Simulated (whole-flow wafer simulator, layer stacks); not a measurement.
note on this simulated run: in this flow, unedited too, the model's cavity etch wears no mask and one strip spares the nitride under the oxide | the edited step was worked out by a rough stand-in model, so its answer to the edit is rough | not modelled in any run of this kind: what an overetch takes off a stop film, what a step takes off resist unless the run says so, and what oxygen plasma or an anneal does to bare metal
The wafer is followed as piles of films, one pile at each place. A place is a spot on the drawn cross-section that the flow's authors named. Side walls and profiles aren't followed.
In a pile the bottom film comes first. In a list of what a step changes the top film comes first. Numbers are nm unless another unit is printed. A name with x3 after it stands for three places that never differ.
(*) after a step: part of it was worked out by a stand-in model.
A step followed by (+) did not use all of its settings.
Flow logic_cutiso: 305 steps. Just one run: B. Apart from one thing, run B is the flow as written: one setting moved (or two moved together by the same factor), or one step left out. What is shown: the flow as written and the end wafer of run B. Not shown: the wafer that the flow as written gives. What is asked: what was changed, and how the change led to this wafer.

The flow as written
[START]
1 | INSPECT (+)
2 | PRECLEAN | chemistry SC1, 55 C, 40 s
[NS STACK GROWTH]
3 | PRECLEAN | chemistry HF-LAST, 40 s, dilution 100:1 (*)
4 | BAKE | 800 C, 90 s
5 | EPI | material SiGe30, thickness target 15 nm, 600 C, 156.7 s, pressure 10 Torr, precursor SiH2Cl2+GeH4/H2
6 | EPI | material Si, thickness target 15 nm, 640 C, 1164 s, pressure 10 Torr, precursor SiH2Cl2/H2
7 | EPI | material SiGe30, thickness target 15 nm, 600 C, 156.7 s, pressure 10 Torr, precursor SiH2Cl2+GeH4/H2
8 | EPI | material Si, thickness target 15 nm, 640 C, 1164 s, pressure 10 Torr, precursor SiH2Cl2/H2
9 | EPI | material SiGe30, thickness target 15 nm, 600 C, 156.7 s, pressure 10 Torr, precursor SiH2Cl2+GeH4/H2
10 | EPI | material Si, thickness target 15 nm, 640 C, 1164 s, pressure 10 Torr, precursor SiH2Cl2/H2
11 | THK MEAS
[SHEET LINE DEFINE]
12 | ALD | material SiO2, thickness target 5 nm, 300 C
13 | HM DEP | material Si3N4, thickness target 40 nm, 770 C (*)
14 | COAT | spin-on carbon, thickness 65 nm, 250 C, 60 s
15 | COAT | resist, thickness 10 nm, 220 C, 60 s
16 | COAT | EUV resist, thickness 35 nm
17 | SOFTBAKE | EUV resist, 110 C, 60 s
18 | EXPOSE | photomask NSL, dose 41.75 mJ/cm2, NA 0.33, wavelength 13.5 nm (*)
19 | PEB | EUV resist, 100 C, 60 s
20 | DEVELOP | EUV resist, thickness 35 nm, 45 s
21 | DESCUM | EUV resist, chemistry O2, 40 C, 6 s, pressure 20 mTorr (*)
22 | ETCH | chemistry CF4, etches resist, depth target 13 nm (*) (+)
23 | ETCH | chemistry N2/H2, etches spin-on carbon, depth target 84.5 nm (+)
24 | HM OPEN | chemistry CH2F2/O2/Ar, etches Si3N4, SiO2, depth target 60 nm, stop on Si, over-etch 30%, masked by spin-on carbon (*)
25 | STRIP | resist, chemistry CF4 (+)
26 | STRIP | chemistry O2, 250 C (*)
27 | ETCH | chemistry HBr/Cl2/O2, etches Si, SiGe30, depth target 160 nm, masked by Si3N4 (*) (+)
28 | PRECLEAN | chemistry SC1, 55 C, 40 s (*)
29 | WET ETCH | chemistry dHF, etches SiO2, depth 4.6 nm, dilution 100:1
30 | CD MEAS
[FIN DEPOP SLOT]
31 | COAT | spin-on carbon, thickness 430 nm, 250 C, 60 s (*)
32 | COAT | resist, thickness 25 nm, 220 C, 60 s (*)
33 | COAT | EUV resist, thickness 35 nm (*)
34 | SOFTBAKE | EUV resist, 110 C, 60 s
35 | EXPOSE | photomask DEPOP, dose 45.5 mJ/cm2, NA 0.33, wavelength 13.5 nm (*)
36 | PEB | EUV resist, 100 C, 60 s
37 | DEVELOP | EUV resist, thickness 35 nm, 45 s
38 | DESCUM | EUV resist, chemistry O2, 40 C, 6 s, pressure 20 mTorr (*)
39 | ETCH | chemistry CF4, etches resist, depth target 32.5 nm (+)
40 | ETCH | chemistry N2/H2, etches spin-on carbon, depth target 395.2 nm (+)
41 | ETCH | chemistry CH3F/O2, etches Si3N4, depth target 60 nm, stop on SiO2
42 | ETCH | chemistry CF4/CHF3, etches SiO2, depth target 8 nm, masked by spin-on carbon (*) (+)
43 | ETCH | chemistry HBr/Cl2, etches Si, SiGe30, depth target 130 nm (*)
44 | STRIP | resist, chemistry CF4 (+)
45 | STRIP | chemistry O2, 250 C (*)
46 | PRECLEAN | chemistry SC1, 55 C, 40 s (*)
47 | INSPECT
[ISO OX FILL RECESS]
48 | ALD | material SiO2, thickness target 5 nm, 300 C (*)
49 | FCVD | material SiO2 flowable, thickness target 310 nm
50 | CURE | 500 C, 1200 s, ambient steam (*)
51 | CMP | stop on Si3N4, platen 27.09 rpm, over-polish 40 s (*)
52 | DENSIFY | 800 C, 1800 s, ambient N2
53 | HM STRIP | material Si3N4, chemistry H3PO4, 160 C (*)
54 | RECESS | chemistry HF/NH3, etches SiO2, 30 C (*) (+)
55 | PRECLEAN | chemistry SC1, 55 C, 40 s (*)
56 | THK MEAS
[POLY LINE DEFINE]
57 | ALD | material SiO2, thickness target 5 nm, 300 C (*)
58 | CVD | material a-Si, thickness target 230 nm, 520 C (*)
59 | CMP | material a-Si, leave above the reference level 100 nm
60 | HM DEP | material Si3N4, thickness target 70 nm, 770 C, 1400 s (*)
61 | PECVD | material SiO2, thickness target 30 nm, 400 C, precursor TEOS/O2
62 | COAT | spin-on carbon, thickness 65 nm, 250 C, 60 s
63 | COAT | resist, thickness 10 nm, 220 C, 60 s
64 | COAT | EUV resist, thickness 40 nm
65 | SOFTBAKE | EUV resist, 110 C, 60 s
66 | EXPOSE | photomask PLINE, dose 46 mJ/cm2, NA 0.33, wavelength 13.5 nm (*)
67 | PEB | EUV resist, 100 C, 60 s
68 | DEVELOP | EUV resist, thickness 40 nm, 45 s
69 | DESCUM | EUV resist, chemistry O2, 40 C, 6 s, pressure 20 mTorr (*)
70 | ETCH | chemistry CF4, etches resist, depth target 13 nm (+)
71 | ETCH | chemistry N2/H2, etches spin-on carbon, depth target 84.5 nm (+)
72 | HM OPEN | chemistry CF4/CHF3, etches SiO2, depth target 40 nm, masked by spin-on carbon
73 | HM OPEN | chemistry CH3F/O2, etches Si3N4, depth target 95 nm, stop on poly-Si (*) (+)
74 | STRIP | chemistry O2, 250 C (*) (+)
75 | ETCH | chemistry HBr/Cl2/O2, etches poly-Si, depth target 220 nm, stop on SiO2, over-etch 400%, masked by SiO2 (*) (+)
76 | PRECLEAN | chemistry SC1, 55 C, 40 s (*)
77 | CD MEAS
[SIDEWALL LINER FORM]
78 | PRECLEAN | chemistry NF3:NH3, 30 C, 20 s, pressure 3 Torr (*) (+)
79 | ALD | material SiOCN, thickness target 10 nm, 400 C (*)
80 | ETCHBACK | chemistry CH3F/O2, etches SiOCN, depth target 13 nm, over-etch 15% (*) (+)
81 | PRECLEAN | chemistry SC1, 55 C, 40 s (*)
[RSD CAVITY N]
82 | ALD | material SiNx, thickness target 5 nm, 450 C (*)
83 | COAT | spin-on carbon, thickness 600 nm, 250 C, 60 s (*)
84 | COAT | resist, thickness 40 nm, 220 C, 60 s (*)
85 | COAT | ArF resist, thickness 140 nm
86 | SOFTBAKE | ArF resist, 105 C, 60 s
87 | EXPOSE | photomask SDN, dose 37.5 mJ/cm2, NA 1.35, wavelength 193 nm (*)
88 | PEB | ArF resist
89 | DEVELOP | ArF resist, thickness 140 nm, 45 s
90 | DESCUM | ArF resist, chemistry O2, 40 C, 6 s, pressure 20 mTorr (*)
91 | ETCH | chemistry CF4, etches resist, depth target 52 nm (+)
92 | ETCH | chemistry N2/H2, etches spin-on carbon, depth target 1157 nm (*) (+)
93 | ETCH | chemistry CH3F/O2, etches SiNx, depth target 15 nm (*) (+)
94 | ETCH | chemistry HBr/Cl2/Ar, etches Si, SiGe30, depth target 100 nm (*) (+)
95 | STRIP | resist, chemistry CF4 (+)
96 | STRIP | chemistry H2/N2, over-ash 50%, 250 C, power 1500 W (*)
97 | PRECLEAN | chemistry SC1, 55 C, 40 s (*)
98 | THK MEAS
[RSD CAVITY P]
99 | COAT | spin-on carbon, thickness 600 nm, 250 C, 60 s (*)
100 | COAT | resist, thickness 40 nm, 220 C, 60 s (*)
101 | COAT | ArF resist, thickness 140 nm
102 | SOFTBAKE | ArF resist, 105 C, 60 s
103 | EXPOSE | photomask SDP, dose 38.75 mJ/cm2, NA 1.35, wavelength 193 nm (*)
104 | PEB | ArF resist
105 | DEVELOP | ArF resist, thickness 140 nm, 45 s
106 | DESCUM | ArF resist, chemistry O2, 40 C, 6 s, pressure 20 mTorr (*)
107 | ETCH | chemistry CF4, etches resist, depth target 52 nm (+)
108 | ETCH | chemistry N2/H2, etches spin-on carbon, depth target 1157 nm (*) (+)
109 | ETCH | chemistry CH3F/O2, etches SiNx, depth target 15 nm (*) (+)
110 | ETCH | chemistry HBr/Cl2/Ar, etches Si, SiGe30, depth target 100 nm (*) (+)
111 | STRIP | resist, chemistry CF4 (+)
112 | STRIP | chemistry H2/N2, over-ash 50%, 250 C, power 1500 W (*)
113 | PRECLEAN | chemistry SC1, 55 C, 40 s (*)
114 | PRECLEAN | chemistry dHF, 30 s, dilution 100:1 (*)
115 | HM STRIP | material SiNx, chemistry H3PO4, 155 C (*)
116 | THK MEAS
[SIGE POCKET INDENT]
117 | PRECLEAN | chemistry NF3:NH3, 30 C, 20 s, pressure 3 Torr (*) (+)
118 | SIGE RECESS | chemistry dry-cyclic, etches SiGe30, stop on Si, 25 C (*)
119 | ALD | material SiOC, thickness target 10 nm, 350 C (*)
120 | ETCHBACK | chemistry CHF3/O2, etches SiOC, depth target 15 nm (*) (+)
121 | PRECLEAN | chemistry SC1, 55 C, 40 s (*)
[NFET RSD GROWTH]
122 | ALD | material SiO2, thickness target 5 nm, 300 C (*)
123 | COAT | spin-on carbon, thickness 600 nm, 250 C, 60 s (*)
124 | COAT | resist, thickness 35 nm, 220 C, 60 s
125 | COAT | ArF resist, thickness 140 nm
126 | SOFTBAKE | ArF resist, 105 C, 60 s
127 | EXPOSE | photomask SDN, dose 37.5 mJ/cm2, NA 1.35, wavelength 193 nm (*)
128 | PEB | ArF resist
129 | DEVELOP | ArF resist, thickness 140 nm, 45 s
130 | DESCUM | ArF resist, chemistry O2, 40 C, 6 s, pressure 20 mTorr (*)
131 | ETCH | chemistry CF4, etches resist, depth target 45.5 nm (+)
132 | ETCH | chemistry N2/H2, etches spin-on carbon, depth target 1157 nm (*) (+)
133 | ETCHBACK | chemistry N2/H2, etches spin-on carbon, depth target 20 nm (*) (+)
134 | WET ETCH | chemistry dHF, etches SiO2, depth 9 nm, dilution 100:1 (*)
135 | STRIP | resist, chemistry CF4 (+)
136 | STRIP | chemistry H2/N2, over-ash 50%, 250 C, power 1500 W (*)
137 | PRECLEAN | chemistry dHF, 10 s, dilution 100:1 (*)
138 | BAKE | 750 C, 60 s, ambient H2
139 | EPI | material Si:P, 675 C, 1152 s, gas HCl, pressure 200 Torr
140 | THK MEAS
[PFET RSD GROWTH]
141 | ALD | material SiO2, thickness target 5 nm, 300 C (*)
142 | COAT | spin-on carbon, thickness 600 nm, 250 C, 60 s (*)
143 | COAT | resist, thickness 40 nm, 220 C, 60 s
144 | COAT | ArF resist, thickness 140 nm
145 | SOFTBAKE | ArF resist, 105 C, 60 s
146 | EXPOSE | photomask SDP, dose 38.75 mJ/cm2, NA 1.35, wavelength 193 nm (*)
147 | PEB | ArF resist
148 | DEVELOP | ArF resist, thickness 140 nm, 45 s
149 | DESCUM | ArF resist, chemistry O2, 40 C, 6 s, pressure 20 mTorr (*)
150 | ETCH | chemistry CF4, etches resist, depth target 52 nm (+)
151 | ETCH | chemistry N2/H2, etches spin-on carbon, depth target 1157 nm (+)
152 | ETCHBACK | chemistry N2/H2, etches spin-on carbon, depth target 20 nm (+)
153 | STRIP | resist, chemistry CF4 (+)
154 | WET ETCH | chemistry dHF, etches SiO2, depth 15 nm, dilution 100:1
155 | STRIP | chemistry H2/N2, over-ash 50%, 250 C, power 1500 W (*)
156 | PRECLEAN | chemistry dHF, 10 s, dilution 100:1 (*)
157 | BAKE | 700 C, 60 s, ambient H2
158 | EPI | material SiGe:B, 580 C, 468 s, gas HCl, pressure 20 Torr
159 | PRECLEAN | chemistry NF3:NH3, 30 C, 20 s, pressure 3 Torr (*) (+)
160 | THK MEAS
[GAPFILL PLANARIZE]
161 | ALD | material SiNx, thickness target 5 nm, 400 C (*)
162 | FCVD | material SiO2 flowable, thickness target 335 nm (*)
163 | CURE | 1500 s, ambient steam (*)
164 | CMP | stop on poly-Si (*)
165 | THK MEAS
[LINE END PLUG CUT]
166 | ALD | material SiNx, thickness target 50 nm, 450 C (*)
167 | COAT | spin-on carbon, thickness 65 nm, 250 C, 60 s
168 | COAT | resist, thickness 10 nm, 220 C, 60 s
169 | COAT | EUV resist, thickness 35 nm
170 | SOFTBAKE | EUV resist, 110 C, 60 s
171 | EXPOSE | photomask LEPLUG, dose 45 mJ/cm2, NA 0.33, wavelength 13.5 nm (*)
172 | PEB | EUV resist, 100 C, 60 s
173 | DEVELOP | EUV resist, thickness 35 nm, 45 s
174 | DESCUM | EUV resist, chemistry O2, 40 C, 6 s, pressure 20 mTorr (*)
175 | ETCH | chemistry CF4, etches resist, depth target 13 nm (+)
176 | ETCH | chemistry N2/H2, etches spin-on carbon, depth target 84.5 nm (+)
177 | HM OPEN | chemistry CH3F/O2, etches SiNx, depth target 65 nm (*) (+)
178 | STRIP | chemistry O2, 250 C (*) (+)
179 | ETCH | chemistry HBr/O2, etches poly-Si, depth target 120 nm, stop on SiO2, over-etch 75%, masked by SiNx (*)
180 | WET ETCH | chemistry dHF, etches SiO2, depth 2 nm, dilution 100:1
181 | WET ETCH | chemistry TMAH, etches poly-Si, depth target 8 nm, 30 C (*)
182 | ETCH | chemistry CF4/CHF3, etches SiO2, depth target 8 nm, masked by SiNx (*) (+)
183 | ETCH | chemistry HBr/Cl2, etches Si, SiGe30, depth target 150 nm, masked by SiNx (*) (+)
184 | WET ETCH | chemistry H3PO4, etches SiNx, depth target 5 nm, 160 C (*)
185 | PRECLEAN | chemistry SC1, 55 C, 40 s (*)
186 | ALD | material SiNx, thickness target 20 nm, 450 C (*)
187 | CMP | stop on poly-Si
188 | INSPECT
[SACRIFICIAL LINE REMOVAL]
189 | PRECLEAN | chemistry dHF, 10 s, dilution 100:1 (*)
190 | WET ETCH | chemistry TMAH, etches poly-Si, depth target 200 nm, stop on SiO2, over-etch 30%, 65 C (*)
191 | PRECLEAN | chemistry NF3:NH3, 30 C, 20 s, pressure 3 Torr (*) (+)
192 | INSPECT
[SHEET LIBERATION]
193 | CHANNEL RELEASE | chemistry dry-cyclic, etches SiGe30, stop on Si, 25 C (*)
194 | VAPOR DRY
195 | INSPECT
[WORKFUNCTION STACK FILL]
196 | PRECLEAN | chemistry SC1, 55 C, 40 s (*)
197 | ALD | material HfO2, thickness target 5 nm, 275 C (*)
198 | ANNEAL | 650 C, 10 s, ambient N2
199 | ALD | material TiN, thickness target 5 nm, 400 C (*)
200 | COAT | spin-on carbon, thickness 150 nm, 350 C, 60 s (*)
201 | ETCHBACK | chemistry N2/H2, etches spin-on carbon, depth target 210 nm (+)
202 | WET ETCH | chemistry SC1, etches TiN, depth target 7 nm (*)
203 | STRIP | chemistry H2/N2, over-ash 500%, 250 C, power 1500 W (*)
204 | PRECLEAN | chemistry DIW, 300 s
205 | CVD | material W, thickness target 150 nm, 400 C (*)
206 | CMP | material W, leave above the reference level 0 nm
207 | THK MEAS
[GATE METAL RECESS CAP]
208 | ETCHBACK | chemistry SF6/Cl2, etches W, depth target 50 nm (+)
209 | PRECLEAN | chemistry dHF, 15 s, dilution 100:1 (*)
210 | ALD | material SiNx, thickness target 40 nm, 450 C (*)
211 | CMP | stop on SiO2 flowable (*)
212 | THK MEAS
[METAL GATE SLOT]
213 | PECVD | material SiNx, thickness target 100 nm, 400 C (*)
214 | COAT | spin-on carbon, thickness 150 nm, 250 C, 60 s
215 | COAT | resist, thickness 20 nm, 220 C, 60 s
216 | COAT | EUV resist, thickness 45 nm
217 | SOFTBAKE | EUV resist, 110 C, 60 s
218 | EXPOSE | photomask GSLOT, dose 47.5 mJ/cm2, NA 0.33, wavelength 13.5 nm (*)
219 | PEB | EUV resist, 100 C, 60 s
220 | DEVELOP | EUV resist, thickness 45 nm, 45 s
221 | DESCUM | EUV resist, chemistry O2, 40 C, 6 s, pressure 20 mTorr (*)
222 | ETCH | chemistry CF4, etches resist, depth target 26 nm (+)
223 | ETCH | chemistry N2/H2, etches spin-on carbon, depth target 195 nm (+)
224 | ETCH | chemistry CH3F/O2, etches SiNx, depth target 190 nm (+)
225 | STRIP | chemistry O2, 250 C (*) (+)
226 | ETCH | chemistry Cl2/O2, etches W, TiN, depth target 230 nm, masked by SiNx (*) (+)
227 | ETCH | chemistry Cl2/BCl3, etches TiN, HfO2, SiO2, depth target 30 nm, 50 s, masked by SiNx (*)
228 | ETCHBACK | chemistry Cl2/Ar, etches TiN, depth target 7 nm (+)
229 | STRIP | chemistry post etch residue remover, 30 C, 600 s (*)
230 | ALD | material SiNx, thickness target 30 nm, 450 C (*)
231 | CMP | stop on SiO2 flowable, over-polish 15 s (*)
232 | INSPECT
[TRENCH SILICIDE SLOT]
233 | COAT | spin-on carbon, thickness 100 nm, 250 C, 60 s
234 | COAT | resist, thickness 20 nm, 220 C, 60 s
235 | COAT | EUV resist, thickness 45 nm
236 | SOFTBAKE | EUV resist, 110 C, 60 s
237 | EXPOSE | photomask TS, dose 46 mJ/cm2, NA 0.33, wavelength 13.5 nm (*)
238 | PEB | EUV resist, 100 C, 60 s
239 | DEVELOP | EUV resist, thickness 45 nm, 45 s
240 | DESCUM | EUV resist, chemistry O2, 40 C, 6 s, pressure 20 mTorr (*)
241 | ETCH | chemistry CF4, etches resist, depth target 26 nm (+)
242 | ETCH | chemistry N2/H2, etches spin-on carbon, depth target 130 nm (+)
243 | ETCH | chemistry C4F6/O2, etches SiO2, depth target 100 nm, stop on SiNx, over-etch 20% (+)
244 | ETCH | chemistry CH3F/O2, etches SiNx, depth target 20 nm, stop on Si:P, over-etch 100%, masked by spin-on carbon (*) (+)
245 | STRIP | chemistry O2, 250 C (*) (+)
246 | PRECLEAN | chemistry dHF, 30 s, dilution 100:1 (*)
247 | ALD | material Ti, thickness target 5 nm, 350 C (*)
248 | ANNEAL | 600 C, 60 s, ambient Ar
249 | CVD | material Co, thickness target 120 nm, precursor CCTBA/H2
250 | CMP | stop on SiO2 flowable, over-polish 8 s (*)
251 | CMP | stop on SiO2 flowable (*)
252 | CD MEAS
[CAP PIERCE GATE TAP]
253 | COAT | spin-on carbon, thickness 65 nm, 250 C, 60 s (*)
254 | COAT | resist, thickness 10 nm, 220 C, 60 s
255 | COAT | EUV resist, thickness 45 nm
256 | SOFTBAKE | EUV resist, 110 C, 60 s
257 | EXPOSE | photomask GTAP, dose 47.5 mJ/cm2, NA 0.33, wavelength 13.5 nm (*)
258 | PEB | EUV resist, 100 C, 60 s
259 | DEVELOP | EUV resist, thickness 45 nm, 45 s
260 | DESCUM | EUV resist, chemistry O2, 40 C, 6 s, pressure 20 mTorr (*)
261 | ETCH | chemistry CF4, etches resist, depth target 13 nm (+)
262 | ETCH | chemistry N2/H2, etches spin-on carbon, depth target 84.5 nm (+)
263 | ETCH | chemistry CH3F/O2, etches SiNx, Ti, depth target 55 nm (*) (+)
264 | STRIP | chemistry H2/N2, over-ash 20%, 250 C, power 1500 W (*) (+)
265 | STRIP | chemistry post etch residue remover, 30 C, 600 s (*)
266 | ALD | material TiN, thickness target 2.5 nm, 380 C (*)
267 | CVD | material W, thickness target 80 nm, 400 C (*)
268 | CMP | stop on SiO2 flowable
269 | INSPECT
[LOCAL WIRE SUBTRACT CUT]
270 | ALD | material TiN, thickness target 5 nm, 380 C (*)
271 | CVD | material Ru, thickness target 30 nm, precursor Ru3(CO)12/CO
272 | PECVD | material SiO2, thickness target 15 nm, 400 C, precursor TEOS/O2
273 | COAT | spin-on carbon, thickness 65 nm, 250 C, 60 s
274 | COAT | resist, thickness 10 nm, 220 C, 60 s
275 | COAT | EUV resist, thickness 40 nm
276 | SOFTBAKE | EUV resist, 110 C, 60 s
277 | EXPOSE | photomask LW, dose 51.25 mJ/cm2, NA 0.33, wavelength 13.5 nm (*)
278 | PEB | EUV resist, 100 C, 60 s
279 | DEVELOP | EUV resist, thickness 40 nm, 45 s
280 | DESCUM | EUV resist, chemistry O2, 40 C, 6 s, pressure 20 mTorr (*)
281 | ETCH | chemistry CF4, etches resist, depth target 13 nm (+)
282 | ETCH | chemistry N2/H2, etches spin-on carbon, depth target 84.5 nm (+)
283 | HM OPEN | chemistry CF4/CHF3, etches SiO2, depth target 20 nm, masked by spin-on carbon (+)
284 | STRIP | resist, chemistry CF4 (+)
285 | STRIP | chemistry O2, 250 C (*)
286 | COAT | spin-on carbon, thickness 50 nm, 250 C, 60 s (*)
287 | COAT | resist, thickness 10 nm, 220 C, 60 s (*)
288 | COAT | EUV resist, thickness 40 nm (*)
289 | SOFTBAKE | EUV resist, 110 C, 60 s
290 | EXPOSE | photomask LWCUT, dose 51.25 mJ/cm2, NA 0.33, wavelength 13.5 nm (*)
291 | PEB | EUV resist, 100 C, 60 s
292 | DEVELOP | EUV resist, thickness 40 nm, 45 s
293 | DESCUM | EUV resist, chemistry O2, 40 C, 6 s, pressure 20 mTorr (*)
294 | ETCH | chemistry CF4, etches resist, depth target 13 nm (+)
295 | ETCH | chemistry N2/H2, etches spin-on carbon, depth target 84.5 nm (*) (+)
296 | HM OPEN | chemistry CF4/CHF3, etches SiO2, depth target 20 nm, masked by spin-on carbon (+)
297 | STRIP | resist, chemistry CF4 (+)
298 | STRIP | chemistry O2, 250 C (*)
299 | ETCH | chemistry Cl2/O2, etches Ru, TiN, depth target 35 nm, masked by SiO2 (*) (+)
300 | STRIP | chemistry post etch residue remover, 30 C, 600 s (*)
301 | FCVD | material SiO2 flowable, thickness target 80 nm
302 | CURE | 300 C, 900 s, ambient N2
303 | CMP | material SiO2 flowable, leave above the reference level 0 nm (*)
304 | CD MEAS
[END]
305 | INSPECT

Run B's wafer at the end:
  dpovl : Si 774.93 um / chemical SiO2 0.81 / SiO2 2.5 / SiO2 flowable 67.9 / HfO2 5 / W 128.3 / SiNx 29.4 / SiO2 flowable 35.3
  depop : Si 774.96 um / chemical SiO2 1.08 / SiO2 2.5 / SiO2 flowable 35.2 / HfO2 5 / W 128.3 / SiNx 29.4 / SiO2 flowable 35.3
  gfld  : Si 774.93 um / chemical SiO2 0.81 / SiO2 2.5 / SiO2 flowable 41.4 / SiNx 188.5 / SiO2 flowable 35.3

The reason: step 48, ALD: thickness target 2.5 nm was run, while the flow as written has thickness target 5 nm.
One can read it off the wafer: dpovl has SiO2 2.5, and step 48 as written asks for 5 nm.

The path from the change to this, step by step:
  48 | ALD | material SiO2, thickness target 5 nm, 300 C (*)
      depop, dpovl, gfld and 19 more: +2.5 SiO2 (new film) (as written it would have been: +5 SiO2 (new film))
  49 | FCVD | material SiO2 flowable, thickness target 310 nm
      dpovl, nsgap: +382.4 SiO2 flowable (new film) (as written it would have been: +392.6 SiO2 flowable (new film))
      depop: +349.7 SiO2 flowable (new film) (as written it would have been: +359.9 SiO2 flowable (new film))
      (as well as at 2 more places)
  51 | CMP | stop on Si3N4, platen 27.09 rpm, over-polish 40 s (*)
      lnrt, rsdn, tap: -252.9 SiO2 flowable (all of it), -2.5 SiO2 (all of it), -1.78 Si3N4 (as written it would have been: -254.2 SiO2 flowable (all of it), -5 SiO2 (all of it), -1.78 Si3N4)
      glp, lnrp: -252.6 SiO2 flowable (all of it), -2.5 SiO2 (all of it), -1.78 Si3N4 (as written it would have been: -253.9 SiO2 flowable (all of it), -5 SiO2 (all of it), -1.78 Si3N4)
      (as well as at 13 more places)
  197 | ALD | material HfO2, thickness target 5 nm, 275 C (*)
      gxf: +5 HfO2 (new film) (as written it would have been: +7.7 HfO2 (new film))
  199 | ALD | material TiN, thickness target 5 nm, 400 C (*)
      gxf: +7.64 TiN (new film) (as written it would have been: +5 TiN (new film))
